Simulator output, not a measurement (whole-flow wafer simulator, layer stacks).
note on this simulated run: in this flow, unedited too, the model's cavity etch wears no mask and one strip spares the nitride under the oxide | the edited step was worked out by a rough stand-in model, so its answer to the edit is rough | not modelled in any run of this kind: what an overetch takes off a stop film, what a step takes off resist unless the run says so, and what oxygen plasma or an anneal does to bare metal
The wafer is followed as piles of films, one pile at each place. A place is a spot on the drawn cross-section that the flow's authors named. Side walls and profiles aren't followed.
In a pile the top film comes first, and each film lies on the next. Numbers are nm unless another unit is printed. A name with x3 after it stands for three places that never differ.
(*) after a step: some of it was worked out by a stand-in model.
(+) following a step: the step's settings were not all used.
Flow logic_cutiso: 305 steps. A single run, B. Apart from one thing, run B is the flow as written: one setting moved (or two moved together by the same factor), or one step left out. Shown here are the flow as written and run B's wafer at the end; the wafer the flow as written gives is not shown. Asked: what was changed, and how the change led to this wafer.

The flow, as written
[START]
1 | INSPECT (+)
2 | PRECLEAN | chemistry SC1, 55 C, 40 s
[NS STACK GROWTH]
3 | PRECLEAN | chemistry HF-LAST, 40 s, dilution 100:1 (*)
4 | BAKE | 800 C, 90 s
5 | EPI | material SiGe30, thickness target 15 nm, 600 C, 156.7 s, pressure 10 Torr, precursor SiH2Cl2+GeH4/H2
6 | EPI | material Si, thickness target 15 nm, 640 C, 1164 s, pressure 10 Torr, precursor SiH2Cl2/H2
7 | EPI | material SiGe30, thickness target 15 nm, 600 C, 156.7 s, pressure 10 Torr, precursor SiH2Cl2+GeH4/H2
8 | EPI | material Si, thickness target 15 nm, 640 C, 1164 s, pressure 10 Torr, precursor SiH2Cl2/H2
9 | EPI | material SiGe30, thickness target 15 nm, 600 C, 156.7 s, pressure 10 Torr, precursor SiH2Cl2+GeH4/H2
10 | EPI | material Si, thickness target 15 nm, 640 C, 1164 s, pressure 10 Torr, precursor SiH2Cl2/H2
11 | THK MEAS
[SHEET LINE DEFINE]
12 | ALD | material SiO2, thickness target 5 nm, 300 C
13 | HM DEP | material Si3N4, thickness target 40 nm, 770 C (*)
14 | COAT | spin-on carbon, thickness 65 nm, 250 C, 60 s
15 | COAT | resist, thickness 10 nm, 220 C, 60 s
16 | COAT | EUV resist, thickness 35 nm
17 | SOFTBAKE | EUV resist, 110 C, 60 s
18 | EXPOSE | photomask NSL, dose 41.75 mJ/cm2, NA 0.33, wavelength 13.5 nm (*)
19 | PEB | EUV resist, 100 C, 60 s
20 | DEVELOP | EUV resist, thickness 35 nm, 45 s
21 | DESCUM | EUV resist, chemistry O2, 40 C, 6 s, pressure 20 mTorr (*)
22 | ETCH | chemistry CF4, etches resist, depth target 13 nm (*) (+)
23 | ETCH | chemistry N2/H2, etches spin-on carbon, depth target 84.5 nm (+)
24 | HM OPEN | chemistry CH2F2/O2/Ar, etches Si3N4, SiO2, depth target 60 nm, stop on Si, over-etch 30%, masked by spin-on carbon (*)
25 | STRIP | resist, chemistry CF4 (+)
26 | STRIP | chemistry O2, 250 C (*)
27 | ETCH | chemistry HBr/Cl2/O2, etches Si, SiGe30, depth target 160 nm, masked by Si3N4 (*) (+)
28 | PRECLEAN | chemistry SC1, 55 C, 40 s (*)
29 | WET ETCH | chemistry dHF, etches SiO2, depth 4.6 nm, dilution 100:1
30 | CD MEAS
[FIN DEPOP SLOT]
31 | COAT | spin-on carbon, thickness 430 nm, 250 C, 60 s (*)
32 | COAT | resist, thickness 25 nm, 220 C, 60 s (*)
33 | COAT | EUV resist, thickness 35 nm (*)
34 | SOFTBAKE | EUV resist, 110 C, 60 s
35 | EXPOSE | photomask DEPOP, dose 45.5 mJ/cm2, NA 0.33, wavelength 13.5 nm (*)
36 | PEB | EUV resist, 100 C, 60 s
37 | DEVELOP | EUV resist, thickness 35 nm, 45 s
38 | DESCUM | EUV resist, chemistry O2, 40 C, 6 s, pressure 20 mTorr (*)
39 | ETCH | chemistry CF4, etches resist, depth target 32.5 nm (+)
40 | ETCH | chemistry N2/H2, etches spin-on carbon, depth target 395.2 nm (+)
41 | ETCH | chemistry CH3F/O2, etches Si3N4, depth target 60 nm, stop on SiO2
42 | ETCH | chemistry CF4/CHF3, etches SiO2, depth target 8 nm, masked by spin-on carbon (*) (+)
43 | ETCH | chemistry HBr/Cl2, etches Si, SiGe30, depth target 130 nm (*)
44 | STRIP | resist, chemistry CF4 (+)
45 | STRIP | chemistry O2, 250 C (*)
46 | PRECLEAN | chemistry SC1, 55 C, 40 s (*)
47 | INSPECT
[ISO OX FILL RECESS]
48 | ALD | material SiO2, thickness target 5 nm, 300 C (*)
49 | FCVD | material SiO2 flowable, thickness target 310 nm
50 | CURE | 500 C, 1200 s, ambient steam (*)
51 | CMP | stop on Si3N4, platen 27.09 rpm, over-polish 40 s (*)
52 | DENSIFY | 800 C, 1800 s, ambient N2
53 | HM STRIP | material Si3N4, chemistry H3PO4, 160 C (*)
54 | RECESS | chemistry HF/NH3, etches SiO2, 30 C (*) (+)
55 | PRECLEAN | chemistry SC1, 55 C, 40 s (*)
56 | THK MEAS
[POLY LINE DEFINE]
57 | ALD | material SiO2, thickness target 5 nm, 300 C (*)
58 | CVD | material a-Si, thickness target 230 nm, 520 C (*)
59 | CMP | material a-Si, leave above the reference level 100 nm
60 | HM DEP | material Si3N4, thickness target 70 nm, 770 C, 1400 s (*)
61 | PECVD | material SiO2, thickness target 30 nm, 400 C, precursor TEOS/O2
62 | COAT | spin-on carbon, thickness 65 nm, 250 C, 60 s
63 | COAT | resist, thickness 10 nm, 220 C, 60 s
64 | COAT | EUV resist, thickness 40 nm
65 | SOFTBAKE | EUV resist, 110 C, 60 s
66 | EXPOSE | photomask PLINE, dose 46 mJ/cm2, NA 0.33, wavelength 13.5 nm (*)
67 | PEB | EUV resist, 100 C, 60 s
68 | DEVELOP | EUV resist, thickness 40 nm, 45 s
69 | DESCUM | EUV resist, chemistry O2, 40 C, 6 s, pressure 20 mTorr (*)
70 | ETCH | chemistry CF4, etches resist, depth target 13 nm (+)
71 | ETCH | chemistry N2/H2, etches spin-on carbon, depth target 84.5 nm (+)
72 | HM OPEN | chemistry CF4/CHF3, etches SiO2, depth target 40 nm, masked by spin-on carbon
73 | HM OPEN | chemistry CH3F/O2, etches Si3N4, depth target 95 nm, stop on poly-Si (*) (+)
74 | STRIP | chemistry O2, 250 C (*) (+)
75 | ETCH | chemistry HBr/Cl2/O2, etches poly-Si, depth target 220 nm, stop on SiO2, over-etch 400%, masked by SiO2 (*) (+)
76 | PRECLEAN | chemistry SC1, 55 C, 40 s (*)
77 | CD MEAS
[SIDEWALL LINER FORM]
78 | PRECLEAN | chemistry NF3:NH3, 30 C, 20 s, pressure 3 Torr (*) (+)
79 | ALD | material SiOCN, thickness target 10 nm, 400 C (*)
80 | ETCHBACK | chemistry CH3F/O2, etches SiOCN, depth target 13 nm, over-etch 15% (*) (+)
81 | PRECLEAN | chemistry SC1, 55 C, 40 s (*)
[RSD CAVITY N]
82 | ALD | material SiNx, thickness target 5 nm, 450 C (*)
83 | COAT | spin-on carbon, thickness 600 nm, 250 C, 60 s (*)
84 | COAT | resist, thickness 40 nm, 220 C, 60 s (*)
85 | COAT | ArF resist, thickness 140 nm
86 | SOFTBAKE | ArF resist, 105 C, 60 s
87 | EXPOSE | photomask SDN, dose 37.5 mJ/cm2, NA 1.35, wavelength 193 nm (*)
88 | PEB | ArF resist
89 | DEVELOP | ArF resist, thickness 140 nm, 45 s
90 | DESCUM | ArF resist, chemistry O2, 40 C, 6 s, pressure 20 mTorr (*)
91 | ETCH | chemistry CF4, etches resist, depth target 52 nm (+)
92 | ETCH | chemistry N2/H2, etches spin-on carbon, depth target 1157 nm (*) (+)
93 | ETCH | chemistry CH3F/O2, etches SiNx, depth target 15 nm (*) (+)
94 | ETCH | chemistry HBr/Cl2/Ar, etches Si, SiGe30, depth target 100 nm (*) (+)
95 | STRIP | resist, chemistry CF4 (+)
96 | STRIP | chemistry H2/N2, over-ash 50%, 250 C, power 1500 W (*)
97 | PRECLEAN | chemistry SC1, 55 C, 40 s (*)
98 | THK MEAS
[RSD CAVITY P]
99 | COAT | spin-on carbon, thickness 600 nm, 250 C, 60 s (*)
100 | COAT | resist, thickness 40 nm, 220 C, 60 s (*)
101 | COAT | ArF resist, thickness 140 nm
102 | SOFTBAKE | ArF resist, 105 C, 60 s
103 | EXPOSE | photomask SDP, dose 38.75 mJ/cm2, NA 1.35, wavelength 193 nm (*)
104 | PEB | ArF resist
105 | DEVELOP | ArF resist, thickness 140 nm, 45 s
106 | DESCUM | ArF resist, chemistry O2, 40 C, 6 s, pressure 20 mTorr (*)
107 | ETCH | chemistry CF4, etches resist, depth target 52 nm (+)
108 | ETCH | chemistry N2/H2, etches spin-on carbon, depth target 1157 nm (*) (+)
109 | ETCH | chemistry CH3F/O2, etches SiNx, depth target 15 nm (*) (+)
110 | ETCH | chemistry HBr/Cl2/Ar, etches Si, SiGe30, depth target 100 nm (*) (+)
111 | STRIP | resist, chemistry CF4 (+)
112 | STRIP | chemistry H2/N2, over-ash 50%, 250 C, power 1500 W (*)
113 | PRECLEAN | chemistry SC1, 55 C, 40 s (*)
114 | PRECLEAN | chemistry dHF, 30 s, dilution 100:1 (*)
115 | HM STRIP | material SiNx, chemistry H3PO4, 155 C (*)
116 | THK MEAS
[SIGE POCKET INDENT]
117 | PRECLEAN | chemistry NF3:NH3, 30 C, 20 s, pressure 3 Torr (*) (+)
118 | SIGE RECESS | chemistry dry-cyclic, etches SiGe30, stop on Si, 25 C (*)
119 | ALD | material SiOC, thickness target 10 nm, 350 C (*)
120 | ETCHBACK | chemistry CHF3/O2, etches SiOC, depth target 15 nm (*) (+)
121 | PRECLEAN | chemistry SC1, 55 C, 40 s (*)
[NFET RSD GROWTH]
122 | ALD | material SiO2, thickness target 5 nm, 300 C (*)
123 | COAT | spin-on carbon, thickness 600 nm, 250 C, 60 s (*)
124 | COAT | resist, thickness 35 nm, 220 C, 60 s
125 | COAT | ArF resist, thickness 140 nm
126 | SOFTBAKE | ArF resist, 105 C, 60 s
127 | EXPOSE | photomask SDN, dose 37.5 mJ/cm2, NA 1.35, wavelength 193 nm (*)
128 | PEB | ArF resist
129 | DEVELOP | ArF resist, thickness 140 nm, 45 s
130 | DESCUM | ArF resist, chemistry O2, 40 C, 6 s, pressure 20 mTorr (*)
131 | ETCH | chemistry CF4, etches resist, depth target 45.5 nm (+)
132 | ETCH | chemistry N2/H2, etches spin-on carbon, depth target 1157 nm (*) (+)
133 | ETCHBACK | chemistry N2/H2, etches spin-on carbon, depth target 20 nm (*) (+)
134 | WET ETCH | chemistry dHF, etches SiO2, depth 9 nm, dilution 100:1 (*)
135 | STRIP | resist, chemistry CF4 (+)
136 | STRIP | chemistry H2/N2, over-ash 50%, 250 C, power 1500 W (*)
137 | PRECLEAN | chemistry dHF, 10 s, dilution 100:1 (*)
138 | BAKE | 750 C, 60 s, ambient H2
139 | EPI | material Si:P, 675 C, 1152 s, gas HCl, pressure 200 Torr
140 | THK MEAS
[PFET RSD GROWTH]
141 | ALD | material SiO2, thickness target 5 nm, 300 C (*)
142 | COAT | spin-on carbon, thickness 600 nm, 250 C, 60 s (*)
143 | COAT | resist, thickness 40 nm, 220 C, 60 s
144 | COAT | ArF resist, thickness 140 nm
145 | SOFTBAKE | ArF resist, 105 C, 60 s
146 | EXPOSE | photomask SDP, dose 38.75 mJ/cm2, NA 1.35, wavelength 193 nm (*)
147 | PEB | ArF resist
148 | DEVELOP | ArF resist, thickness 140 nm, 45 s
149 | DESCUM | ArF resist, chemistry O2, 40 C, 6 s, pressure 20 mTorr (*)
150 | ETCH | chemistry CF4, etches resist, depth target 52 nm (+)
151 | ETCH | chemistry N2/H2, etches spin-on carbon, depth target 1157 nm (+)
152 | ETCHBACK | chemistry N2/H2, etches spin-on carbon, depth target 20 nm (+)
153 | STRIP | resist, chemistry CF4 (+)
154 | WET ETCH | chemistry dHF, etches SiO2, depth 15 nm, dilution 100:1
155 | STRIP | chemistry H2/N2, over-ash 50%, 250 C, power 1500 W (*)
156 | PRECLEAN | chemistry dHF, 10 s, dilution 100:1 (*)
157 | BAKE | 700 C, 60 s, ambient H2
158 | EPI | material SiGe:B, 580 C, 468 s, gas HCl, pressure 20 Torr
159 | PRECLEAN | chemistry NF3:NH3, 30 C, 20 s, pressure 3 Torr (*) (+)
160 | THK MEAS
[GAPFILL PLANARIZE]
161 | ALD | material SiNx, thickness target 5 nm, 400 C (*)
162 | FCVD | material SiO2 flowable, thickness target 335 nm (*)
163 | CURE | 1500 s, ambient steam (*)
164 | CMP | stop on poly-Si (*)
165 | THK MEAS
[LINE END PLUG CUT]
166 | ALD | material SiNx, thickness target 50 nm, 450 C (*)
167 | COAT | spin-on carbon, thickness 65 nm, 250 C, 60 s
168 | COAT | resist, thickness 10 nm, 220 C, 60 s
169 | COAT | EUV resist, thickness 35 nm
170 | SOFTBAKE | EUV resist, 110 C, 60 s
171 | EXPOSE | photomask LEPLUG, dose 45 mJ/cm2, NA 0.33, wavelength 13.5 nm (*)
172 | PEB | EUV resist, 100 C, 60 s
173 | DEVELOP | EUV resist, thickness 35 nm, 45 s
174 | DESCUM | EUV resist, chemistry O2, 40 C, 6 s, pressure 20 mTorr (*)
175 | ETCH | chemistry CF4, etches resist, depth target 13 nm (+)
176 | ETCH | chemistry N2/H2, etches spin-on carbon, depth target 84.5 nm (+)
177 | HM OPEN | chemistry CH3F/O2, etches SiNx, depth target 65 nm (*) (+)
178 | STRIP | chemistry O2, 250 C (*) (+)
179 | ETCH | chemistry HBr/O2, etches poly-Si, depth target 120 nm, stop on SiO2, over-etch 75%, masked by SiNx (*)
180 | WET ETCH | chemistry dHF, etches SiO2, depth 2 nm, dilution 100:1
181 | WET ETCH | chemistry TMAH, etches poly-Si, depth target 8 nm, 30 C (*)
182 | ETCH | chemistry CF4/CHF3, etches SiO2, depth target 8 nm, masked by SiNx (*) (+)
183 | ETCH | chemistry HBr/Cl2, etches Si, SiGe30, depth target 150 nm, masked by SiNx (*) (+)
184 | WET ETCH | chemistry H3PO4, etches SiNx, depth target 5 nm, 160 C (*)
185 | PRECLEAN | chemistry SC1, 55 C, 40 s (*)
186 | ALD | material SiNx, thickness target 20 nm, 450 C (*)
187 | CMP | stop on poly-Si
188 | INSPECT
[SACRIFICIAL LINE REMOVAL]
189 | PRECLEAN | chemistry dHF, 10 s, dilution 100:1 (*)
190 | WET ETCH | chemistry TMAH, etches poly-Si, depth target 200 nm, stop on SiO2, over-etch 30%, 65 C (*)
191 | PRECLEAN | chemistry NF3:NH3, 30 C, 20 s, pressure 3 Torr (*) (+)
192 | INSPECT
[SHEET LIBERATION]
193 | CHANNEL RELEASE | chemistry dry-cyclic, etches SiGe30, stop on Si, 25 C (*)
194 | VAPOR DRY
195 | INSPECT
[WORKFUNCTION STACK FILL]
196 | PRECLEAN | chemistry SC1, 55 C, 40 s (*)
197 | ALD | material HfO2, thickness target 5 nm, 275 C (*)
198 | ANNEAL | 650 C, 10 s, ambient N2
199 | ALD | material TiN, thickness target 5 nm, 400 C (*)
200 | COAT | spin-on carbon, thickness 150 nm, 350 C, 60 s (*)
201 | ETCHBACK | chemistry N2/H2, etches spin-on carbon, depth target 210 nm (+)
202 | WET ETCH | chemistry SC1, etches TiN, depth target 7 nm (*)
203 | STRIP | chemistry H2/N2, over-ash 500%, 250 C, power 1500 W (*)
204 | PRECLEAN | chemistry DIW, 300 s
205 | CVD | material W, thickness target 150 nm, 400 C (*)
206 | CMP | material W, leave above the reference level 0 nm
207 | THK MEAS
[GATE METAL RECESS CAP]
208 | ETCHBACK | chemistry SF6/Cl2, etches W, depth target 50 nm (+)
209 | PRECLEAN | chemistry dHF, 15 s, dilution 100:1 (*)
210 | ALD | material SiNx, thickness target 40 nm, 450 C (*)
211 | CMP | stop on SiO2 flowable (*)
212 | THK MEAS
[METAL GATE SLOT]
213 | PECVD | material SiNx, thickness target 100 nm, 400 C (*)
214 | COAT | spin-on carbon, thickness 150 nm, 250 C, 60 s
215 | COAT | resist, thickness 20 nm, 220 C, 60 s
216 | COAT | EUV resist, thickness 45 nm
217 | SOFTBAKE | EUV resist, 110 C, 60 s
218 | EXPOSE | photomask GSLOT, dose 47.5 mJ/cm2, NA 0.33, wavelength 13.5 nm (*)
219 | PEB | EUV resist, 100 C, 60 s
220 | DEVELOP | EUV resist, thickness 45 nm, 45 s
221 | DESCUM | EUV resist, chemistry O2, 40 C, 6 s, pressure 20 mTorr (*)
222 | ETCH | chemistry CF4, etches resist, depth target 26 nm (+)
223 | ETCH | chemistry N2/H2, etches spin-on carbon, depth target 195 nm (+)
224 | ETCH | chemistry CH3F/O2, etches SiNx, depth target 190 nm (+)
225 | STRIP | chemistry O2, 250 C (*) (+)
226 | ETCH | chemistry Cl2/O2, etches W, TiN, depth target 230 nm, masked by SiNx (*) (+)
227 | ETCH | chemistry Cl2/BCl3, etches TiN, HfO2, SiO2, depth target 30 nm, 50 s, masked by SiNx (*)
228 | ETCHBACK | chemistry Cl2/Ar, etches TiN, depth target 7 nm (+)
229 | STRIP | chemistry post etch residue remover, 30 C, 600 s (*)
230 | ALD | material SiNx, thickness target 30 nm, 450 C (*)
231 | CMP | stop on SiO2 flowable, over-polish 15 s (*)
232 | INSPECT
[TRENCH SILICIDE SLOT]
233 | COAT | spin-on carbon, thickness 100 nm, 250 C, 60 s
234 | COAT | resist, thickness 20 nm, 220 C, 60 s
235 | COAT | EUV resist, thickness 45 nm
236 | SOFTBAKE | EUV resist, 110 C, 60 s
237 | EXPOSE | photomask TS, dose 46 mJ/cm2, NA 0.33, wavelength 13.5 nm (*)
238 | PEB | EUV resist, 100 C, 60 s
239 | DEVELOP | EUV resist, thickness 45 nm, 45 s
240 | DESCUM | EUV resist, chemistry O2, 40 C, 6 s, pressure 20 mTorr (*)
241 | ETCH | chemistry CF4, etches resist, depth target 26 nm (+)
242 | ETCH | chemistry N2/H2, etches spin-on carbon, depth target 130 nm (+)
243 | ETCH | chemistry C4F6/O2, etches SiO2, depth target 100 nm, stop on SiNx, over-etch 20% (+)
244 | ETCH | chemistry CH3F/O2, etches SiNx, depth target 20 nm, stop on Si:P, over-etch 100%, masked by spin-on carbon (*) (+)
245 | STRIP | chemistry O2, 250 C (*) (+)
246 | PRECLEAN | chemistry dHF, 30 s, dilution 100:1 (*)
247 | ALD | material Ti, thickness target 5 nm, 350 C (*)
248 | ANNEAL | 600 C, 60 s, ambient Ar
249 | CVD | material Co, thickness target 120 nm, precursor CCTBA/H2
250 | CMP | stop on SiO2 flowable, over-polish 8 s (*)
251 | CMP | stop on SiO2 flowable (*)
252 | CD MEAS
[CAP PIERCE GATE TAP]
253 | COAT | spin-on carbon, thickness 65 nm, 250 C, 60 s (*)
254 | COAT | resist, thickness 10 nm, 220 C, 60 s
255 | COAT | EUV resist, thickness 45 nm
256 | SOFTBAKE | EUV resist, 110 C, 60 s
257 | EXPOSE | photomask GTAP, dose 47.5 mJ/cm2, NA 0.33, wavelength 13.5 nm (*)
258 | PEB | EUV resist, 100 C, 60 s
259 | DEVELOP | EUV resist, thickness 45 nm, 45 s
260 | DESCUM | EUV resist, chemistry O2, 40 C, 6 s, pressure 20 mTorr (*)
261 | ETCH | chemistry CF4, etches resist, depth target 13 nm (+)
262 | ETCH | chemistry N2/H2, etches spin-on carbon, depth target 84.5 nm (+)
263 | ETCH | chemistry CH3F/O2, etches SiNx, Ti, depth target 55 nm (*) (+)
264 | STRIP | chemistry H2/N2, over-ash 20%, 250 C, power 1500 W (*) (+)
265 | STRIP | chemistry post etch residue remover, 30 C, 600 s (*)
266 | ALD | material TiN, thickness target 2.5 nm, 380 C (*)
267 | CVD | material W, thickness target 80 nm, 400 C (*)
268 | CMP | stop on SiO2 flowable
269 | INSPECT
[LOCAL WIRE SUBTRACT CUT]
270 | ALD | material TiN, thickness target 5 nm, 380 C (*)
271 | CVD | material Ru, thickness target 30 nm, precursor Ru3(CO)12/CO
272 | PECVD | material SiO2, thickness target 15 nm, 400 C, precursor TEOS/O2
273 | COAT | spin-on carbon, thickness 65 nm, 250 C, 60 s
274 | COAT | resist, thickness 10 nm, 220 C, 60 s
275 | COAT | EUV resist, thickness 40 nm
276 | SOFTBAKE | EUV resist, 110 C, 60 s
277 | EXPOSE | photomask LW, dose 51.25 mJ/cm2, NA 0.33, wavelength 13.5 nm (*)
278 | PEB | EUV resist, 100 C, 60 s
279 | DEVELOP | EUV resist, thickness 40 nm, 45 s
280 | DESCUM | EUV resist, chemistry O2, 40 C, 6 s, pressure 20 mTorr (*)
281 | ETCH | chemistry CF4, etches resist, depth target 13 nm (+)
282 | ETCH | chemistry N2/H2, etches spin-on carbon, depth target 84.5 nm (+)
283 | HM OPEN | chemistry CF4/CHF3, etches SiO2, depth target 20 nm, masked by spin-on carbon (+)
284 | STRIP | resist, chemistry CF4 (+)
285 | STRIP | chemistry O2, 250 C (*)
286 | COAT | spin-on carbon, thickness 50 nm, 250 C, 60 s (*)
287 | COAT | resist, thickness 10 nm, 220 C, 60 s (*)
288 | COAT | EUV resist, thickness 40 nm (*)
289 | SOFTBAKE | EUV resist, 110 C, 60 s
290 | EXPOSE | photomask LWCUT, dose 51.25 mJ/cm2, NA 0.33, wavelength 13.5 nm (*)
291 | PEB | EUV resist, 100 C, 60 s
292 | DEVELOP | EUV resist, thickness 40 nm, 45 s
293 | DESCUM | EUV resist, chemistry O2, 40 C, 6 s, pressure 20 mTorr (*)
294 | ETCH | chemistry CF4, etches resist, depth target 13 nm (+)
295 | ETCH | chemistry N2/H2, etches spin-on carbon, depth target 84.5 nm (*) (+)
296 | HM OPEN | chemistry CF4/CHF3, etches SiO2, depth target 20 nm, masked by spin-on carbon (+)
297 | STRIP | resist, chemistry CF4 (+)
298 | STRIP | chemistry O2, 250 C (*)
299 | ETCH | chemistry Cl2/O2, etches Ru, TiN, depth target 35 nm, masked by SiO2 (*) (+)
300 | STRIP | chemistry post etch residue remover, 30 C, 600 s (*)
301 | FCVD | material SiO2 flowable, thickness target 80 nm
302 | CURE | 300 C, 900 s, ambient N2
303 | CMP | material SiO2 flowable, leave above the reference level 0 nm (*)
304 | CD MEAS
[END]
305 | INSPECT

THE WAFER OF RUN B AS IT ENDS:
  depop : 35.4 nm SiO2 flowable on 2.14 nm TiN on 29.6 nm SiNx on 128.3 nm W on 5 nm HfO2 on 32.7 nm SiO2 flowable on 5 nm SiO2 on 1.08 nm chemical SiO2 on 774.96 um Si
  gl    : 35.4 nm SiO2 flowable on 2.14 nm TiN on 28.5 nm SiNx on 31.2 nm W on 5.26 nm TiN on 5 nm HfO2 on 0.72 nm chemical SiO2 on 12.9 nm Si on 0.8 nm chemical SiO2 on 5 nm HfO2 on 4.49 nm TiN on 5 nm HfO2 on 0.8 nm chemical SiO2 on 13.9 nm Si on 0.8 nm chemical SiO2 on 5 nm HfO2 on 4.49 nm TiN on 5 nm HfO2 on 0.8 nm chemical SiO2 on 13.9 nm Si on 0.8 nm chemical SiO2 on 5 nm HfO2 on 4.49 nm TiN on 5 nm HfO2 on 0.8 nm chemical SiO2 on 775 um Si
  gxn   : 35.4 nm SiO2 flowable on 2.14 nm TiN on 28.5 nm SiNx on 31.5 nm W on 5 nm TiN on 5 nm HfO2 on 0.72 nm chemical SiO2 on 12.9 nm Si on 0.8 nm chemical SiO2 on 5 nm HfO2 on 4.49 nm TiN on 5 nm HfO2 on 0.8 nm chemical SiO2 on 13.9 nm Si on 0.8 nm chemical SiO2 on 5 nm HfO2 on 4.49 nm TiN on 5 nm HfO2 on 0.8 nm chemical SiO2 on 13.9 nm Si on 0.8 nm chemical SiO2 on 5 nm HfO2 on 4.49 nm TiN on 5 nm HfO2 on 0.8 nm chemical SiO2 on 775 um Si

The reason: step 270, ALD: thickness target 7.5 nm was run, whereas the flow has thickness target 5 nm.

The path from the change to this, step by step:
  270 | ALD | material TiN, thickness target 5 nm, 380 C (*)
      depop, dpovl, gfld and 19 more: +7.5 TiN (new film) (in the flow as written it would be: +5 TiN (new film))
  299 | ETCH | chemistry Cl2/O2, etches Ru, TiN, depth target 35 nm, masked by SiO2 (*) (+)
      depop, dpovl, gfld and 14 more: -29.6 Ru (all of it), -5.36 TiN (in the flow as written it would be: -29.6 Ru (all of it), -5 TiN (all of it))
      rsdw: -29.6 Ru (all of it), -5.35 TiN (in the flow as written it would be: -29.6 Ru (all of it), -5 TiN (all of it))
  301 | FCVD | material SiO2 flowable, thickness target 80 nm
      iso, rsdx: +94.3 SiO2 flowable (new film) (in the flow as written it would be: +94.2 SiO2 flowable)
Taking metal films that touch as one body, depop has 2 bodies (between them, from the top down: SiNx 29.6); the flow as written gives 1 body.
Taking metal films that touch as one body, gl has 5 bodies (between them, from the top down: SiNx 28.5; HfO2 5 / chemical SiO2 0.72 / Si 12.9 / chemical SiO2 0.8 / HfO2 5; HfO2 5 / chemical SiO2 0.8 / Si 13.9 / chemical SiO2 0.8 / HfO2 5; HfO2 5 / chemical SiO2 0.8 / Si 13.9 / chemical SiO2 0.8 / HfO2 5); the flow as written gives 4 bodies (between them, from the top down: HfO2 5 / chemical SiO2 0.72 / Si 12.9 / chemical SiO2 0.8 / HfO2 5; HfO2 5 / chemical SiO2 0.8 / Si 13.9 / chemical SiO2 0.8 / HfO2 5; HfO2 5 / chemical SiO2 0.8 / Si 13.9 / chemical SiO2 0.8 / HfO2 5).
Taking metal films that touch as one body, gxn has 5 bodies (between them, from the top down: SiNx 28.5; HfO2 5 / chemical SiO2 0.72 / Si 12.9 / chemical SiO2 0.8 / HfO2 5; HfO2 5 / chemical SiO2 0.8 / Si 13.9 / chemical SiO2 0.8 / HfO2 5; HfO2 5 / chemical SiO2 0.8 / Si 13.9 / chemical SiO2 0.8 / HfO2 5); the flow as written gives 4 bodies (between them, from the top down: HfO2 5 / chemical SiO2 0.72 / Si 12.9 / chemical SiO2 0.8 / HfO2 5; HfO2 5 / chemical SiO2 0.8 / Si 13.9 / chemical SiO2 0.8 / HfO2 5; HfO2 5 / chemical SiO2 0.8 / Si 13.9 / chemical SiO2 0.8 / HfO2 5).
